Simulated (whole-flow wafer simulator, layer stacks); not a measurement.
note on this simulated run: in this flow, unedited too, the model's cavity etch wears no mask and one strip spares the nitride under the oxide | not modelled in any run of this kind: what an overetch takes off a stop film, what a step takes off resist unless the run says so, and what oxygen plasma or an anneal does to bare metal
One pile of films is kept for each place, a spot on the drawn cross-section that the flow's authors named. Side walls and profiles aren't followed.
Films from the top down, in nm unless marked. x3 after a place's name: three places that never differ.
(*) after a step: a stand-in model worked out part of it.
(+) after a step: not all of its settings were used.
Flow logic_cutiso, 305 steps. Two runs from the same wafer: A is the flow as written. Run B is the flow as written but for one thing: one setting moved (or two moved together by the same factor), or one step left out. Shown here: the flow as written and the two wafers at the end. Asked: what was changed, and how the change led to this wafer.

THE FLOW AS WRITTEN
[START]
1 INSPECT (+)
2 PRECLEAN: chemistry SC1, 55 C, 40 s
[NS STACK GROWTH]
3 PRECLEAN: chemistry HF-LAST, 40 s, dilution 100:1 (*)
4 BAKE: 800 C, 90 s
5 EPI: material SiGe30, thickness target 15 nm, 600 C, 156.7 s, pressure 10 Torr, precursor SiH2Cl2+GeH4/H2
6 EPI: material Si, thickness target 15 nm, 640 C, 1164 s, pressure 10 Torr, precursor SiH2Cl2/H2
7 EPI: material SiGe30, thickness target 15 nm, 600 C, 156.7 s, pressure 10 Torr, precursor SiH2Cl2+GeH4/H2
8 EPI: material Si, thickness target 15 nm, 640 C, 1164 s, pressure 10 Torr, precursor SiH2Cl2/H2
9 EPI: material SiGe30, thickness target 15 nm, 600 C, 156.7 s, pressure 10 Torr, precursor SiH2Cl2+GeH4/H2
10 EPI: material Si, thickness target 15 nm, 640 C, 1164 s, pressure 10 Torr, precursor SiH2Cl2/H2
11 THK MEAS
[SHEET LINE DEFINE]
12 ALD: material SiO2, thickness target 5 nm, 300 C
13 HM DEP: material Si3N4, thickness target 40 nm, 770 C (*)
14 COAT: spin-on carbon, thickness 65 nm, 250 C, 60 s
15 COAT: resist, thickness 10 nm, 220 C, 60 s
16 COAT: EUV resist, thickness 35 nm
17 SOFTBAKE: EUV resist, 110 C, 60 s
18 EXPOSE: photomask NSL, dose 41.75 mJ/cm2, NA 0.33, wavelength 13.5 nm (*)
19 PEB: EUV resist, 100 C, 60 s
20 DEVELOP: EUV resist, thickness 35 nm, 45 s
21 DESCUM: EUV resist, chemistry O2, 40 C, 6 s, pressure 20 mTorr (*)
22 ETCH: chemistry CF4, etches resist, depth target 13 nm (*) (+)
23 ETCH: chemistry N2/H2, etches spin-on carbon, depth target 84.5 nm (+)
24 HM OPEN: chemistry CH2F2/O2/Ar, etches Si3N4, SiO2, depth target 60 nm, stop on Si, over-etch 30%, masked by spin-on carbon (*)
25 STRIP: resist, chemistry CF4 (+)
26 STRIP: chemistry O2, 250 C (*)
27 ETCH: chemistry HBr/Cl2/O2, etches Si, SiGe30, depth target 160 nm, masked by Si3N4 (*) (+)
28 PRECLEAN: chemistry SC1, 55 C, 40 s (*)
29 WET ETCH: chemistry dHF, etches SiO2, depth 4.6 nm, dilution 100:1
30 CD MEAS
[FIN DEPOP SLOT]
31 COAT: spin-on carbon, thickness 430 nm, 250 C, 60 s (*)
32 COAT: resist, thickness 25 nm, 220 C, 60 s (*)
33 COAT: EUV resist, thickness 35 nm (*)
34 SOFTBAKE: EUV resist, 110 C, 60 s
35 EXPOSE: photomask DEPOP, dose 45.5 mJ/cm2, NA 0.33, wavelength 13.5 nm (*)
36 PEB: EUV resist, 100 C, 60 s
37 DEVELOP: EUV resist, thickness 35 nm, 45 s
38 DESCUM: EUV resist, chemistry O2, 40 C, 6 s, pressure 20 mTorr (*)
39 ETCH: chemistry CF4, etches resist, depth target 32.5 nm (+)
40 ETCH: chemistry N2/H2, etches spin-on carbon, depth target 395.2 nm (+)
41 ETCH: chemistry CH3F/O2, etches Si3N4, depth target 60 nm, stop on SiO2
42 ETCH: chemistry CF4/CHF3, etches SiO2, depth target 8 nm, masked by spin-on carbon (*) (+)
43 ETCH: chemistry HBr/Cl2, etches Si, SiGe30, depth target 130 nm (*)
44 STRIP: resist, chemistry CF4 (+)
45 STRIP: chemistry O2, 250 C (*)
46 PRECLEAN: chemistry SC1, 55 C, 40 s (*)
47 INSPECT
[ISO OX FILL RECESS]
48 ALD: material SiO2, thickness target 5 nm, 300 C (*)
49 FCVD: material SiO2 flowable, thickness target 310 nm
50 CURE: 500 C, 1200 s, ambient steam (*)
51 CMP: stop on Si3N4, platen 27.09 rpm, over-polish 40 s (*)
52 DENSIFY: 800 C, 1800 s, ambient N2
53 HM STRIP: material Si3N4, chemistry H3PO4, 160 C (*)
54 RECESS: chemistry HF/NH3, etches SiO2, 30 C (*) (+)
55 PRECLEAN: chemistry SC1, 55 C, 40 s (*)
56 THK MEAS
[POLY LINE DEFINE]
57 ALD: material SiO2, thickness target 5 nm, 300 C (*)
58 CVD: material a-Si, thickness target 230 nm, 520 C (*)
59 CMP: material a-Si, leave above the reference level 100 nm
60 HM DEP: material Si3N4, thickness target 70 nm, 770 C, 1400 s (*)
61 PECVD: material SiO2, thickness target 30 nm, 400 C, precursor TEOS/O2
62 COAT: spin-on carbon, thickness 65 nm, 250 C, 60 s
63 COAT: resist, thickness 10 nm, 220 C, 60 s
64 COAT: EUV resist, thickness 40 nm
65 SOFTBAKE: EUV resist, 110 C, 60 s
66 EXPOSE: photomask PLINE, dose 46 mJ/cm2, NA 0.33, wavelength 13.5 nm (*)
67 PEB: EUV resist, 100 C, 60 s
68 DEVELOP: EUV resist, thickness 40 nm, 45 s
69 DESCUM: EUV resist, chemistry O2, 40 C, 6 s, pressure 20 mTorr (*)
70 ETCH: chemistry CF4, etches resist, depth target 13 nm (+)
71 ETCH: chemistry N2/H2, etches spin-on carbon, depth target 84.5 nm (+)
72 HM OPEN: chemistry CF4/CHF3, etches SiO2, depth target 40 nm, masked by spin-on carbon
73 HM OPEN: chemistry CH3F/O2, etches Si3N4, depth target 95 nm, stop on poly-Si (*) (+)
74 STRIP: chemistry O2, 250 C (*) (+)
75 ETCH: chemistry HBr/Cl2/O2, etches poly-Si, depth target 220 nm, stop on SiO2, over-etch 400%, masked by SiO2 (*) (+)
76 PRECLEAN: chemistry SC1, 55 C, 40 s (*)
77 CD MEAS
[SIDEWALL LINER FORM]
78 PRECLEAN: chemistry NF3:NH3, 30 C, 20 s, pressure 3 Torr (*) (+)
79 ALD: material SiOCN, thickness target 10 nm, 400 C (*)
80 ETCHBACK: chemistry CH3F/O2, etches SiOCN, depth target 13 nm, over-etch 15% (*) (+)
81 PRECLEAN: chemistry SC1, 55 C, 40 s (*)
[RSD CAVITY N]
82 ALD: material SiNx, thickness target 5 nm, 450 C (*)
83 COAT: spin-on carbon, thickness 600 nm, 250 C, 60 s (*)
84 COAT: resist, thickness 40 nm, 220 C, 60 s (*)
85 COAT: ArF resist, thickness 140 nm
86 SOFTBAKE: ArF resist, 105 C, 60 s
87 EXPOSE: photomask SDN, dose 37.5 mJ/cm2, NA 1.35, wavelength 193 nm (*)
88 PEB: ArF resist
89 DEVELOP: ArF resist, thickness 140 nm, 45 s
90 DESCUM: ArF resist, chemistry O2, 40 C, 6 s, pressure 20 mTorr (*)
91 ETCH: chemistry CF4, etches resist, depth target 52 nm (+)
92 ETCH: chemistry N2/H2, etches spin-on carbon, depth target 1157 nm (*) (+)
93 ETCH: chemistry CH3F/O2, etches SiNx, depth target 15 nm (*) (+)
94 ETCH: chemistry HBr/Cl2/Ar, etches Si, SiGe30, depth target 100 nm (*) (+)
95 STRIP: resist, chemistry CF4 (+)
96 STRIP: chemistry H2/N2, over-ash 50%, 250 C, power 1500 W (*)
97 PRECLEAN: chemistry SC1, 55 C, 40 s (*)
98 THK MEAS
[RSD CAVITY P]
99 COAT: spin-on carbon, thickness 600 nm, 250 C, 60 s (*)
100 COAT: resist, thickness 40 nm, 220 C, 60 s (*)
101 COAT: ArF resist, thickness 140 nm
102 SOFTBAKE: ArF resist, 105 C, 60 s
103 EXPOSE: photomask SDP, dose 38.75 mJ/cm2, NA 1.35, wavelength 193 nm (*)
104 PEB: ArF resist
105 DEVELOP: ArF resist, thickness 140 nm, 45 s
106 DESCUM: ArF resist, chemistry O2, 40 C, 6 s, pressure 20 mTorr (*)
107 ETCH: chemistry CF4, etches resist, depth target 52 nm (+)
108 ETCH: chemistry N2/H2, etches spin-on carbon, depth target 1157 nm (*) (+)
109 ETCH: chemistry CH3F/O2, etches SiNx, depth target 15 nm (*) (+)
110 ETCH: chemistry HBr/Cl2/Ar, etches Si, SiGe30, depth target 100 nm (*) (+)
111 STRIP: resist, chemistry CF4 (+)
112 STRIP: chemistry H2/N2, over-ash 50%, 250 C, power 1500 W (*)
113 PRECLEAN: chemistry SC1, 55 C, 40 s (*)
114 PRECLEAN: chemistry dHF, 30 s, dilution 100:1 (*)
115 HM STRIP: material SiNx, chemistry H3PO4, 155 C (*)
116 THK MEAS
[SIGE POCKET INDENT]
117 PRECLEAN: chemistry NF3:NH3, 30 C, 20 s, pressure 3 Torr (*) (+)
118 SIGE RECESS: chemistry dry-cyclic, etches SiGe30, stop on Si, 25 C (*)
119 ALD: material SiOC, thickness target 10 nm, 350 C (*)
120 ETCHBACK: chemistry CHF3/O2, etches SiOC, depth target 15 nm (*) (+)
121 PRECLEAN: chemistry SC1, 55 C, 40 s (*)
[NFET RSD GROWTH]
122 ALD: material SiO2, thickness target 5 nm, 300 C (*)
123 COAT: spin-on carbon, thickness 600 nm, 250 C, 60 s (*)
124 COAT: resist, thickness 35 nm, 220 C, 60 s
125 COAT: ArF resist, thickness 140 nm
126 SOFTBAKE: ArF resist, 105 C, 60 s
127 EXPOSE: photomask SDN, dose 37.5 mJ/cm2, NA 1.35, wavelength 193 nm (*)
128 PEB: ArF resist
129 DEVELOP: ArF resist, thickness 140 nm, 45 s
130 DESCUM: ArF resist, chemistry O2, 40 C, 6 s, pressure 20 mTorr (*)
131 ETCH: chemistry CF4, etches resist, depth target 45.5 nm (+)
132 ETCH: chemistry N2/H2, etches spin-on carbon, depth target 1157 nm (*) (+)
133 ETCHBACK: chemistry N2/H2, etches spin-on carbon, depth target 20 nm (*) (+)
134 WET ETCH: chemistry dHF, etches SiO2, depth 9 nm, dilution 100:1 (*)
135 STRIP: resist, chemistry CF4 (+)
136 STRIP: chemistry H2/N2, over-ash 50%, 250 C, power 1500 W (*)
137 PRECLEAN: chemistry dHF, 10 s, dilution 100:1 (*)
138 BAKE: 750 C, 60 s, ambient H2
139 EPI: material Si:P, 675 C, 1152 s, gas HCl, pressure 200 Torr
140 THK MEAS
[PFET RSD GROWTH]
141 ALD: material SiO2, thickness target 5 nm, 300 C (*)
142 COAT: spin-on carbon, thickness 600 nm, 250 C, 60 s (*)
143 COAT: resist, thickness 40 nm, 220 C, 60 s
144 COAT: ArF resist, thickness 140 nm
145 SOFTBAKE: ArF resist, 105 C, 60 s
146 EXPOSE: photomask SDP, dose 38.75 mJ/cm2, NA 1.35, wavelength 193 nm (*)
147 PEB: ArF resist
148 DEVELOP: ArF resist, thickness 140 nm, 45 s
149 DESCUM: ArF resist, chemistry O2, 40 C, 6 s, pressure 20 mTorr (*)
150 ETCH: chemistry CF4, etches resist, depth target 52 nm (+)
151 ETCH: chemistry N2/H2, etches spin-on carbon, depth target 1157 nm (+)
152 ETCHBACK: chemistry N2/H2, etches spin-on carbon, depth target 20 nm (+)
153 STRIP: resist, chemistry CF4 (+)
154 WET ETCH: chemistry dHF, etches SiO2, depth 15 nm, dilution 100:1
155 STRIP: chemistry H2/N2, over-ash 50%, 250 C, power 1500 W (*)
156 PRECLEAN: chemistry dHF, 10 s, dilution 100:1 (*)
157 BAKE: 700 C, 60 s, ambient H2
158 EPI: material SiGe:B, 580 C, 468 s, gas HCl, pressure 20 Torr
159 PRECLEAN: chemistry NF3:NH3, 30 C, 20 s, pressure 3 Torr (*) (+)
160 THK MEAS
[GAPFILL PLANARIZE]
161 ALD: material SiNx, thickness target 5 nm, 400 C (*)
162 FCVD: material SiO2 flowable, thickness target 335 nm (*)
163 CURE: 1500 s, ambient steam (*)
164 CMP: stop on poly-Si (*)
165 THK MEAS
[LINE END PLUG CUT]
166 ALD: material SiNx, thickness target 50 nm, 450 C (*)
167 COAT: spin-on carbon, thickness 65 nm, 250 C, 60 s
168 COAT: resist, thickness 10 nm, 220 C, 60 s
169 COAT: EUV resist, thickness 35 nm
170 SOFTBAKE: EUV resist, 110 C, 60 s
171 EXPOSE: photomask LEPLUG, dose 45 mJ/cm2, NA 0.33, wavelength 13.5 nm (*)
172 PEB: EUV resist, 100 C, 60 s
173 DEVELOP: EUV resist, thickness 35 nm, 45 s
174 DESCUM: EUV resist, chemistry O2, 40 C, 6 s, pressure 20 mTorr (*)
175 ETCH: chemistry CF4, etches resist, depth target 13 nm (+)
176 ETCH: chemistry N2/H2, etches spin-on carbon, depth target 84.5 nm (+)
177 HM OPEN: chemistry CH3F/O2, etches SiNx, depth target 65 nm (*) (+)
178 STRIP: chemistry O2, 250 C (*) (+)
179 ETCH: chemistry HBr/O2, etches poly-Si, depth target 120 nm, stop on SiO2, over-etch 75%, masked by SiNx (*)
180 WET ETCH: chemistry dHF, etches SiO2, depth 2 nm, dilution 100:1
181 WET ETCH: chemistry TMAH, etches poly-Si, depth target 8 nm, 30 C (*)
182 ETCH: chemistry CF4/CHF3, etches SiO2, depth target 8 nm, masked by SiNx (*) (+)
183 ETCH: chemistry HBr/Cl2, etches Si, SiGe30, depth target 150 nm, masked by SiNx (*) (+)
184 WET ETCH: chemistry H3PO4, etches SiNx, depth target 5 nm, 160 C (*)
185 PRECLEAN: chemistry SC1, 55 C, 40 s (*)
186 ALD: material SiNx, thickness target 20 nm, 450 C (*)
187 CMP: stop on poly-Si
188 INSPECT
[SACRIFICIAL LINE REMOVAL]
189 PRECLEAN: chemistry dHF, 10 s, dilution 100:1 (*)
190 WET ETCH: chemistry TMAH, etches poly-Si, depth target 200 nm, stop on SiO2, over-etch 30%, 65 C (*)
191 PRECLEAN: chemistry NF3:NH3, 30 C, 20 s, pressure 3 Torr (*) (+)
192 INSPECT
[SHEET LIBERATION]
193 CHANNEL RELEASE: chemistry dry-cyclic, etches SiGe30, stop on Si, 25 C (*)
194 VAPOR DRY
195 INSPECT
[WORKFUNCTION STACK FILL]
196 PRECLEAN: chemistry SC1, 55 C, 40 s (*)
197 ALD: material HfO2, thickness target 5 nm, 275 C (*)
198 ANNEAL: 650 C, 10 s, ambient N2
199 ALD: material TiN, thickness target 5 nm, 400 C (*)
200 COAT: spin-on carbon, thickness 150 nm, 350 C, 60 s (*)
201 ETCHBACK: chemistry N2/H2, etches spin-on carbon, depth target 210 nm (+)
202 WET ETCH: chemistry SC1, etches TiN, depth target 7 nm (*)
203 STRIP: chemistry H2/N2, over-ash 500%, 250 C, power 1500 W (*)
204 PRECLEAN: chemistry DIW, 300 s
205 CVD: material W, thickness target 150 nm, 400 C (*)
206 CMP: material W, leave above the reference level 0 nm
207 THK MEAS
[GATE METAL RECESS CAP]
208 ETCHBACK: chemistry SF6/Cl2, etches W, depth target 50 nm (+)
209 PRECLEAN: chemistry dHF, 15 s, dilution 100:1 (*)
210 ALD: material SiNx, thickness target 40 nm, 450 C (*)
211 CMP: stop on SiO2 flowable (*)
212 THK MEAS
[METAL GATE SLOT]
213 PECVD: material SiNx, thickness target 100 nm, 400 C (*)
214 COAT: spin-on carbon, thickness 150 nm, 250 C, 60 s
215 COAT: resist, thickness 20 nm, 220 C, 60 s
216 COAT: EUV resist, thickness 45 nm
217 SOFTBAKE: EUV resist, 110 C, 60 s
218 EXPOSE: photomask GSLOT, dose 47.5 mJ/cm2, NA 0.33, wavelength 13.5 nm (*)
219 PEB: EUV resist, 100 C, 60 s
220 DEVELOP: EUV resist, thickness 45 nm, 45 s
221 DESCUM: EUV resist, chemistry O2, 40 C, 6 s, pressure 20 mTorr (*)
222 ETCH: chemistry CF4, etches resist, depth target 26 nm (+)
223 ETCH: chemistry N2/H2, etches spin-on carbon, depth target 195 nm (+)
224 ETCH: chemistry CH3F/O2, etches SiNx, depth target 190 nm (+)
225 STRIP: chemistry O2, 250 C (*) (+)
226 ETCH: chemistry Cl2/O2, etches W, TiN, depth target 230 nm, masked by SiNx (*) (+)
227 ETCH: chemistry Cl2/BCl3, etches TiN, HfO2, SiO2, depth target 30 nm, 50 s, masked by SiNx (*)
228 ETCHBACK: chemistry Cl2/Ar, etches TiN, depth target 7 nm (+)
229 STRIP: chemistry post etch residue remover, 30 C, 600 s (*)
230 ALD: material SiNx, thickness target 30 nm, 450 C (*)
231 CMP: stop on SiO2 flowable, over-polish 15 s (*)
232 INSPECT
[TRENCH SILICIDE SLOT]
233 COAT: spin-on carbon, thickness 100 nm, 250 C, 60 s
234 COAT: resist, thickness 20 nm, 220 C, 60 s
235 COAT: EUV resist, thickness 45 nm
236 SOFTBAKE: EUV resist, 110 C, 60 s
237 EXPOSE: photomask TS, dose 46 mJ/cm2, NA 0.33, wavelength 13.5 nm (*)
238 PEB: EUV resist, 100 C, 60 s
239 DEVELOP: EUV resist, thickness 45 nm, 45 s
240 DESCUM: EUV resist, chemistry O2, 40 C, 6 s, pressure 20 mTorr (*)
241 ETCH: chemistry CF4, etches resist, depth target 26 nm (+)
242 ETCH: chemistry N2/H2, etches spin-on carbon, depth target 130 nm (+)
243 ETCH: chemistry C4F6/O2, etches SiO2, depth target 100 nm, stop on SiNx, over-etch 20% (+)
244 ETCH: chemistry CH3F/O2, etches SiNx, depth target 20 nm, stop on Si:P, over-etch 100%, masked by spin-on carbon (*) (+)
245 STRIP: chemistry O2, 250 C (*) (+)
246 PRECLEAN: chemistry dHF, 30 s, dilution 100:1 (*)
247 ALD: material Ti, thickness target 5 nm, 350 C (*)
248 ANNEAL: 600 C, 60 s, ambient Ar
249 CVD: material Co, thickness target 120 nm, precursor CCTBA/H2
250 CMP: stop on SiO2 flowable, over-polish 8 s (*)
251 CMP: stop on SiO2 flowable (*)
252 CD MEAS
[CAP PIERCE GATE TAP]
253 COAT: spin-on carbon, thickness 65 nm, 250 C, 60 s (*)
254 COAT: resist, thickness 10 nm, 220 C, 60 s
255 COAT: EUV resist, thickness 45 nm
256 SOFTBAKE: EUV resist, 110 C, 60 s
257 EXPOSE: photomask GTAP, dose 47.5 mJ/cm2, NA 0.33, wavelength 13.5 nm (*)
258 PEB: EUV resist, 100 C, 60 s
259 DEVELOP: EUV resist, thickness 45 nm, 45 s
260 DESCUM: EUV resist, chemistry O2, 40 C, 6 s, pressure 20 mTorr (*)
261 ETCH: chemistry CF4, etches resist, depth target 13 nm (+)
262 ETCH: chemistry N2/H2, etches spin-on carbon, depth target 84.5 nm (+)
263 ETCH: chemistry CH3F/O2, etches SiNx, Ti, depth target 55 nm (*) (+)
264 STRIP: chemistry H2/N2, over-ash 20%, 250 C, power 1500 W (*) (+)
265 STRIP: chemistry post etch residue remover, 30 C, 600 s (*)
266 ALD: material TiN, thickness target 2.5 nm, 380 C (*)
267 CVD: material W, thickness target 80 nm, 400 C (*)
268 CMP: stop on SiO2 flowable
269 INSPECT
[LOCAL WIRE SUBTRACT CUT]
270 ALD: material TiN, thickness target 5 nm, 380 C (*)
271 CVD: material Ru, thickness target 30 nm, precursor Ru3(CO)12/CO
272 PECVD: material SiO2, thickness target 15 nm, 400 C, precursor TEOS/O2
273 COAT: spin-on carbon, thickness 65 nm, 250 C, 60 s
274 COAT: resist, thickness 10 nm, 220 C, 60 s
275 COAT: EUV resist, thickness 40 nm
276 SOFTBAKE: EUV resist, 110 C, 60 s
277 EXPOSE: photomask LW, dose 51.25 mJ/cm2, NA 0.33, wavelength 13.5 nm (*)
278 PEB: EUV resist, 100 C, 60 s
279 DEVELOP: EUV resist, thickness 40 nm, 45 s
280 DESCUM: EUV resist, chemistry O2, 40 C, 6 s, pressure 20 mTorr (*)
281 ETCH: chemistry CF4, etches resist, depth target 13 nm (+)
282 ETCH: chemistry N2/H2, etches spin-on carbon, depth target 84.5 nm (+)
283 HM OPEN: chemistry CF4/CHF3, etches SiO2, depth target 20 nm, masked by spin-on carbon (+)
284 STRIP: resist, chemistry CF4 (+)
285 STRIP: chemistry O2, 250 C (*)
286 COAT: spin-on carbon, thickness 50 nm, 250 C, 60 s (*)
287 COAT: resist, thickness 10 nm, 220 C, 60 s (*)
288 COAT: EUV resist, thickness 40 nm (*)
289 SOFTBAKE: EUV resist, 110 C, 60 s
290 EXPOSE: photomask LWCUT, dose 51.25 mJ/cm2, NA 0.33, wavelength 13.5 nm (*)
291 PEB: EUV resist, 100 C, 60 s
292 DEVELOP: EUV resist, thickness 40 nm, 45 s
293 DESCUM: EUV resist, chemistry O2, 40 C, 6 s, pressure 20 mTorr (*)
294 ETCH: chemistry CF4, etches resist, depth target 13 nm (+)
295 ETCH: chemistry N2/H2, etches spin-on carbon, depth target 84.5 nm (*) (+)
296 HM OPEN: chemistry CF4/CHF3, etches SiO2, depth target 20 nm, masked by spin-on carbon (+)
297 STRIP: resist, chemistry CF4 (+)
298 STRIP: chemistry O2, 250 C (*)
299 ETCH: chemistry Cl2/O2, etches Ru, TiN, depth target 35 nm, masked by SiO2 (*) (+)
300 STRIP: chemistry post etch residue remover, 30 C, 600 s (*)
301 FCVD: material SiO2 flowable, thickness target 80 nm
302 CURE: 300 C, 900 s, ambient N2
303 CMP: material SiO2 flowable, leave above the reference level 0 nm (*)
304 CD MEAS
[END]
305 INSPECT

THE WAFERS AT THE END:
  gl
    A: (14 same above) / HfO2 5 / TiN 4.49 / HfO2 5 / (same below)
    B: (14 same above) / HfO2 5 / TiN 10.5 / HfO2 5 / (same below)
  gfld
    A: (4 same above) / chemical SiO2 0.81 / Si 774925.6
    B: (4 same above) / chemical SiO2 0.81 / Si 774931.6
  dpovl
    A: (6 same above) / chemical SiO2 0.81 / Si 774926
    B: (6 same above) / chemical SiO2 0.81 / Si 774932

The cause: step 7, EPI: 219.4 s was run, where the flow has 156.7 s.

How the change led to this, step by step:
  7 EPI: material SiGe30, thickness target 15 nm, 600 C, 156.7 s, pressure 10 Torr, precursor SiH2Cl2+GeH4/H2
      depop, dpovl, gfld and 19 more: A SiGe30 +15 (new film) | B SiGe30 +21 (new film)
  27 ETCH: chemistry HBr/Cl2/O2, etches Si, SiGe30, depth target 160 nm, masked by Si3N4 (*) (+)
      gfld, gxf, iso, lnri: A chemical SiO2 -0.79 (all of it), Si -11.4 (all of it), SiGe30 -15 (all of it), Si -15 (all of it), SiGe30 -15 (all of it), Si -15 (all of it), SiGe30 -15 (all of it), Si -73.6 | B chemical SiO2 -0.79 (all of it), Si -11.4 (all of it), SiGe30 -15 (all of it), Si -15 (all of it), SiGe30 -21 (all of it), Si -15 (all of it), SiGe30 -15 (all of it), Si -67.6
      dpovl, nsgap: A chemical SiO2 -0.79 (all of it), Si -11.8 (all of it), SiGe30 -15 (all of it), Si -15 (all of it), SiGe30 -15 (all of it), Si -15 (all of it), SiGe30 -15 (all of it), Si -73.2 | B chemical SiO2 -0.79 (all of it), Si -11.8 (all of it), SiGe30 -15 (all of it), Si -15 (all of it), SiGe30 -21 (all of it), Si -15 (all of it), SiGe30 -15 (all of it), Si -67.2
      (and at 1 more place)
  43 ETCH: chemistry HBr/Cl2, etches Si, SiGe30, depth target 130 nm (*)
      depop: A Si -14 (all of it), SiGe30 -15 (all of it), Si -15 (all of it), SiGe30 -15 (all of it), Si -15 (all of it), SiGe30 -15 (all of it), Si -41 | B Si -14 (all of it), SiGe30 -15 (all of it), Si -15 (all of it), SiGe30 -21 (all of it), Si -15 (all of it), SiGe30 -15 (all of it), Si -35
  94 ETCH: chemistry HBr/Cl2/Ar, etches Si, SiGe30, depth target 100 nm (*) (+)
      rsdn, rsdx: A chemical SiO2 -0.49 (all of it), Si -12.8 (all of it), SiGe30 -15 (all of it), Si -15 (all of it), SiGe30 -15 (all of it), Si -15 (all of it), SiGe30 -15 (all of it), Si -12.2 | B chemical SiO2 -0.49 (all of it), Si -12.8 (all of it), SiGe30 -15 (all of it), Si -15 (all of it), SiGe30 -21 (all of it), Si -15 (all of it), SiGe30 -15 (all of it), Si -6.16
  110 ETCH: chemistry HBr/Cl2/Ar, etches Si, SiGe30, depth target 100 nm (*) (+)
      rsdp, rsdw: A chemical SiO2 -0.49 (all of it), Si -12.8 (all of it), SiGe30 -15 (all of it), Si -15 (all of it), SiGe30 -15 (all of it), Si -15 (all of it), SiGe30 -15 (all of it), Si -12.2 | B chemical SiO2 -0.49 (all of it), Si -12.8 (all of it), SiGe30 -15 (all of it), Si -15 (all of it), SiGe30 -21 (all of it), Si -15 (all of it), SiGe30 -15 (all of it), Si -6.16
  118 SIGE RECESS: chemistry dry-cyclic, etches SiGe30, stop on Si, 25 C (*)
      lnr, lnrp, lnrt: A SiOCN -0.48, Si -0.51, cavity +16 (new film), SiGe30 -15 (all of it), Si -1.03, cavity +16 (new film), SiGe30 -15 (all of it), Si -1.03, cavity +16 (new film), SiGe30 -15 (all of it), Si -0.51 | B SiOCN -0.48, Si -0.51, cavity +16 (new film), SiGe30 -15 (all of it), Si -1.03, cavity +22 (new film), SiGe30 -21 (all of it), Si -1.03, cavity +16 (new film), SiGe30 -15 (all of it), Si -0.51
  119 ALD: material SiOC, thickness target 10 nm, 350 C (*)
      lnr, lnrp, lnrt: A SiOC +10 (new film), SiOC +16 (new film), cavity -16 (all of it), SiOC +16 (new film), cavity -16 (all of it), SiOC +16 (new film), cavity -16 (all of it) | B SiOC +10 (new film), SiOC +16 (new film), cavity -16 (all of it), SiOC +22 (new film), cavity -22 (all of it), SiOC +16 (new film), cavity -16 (all of it)
  183 ETCH: chemistry HBr/Cl2, etches Si, SiGe30, depth target 150 nm, masked by SiNx (*) (+)
      plug: A Si -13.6 (all of it), SiGe30 -15 (all of it), Si -15 (all of it), SiGe30 -15 (all of it), Si -15 (all of it), SiGe30 -15 (all of it), Si -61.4 | B Si -13.6 (all of it), SiGe30 -15 (all of it), Si -15 (all of it), SiGe30 -21 (all of it), Si -15 (all of it), SiGe30 -15 (all of it), Si -55.4
  193 CHANNEL RELEASE: chemistry dry-cyclic, etches SiGe30, stop on Si, 25 C (*)
      gl, glp, gxn, gxp, ns, tap: A chemical SiO2 +0.8 (new film), Si -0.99, chemical SiO2 +0.8 (new film), cavity +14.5 (new film), chemical SiO2 +0.8 (new film), SiGe30 -15 (all of it), Si -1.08, chemical SiO2 +0.8 (new film), cavity +14.5 (new film), chemical SiO2 +0.8 (new film), SiGe30 -15 (all of it), Si -1.08, chemical SiO2 +0.8 (new film), cavity +14.5 (new film), chemical SiO2 +0.8 (new film), SiGe30 -15 (all of it), Si -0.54 | B chemical SiO2 +0.8 (new film), Si -0.99, chemical SiO2 +0.8 (new film), cavity +14.5 (new film), chemical SiO2 +0.8 (new film), SiGe30 -15 (all of it), Si -1.08, chemical SiO2 +0.8 (new film), cavity +20.5 (new film), chemical SiO2 +0.8 (new film), SiGe30 -21 (all of it), Si -1.08, chemical SiO2 +0.8 (new film), cavity +14.5 (new film), chemical SiO2 +0.8 (new film), SiGe30 -15 (all of it), Si -0.54
  199 ALD: material TiN, thickness target 5 nm, 400 C (*)
      gl, glp, tap: A TiN +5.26 (new film), TiN +4.49 (new film), cavity -4.49 (all of it), TiN +4.49 (new film), cavity -4.49 (all of it), TiN +4.49 (new film), cavity -4.49 (all of it) | B TiN +5.26 (new film), TiN +4.49 (new film), cavity -4.49 (all of it), TiN +10.5 (new film), cavity -10.5 (all of it), TiN +4.49 (new film), cavity -4.49 (all of it)
      gxn, gxp, ns: A TiN +5 (new film), TiN +4.49 (new film), cavity -4.49 (all of it), TiN +4.49 (new film), cavity -4.49 (all of it), TiN +4.49 (new film), cavity -4.49 (all of it) | B TiN +5 (new film), TiN +4.49 (new film), cavity -4.49 (all of it), TiN +10.5 (new film), cavity -10.5 (all of it), TiN +4.49 (new film), cavity -4.49 (all of it)
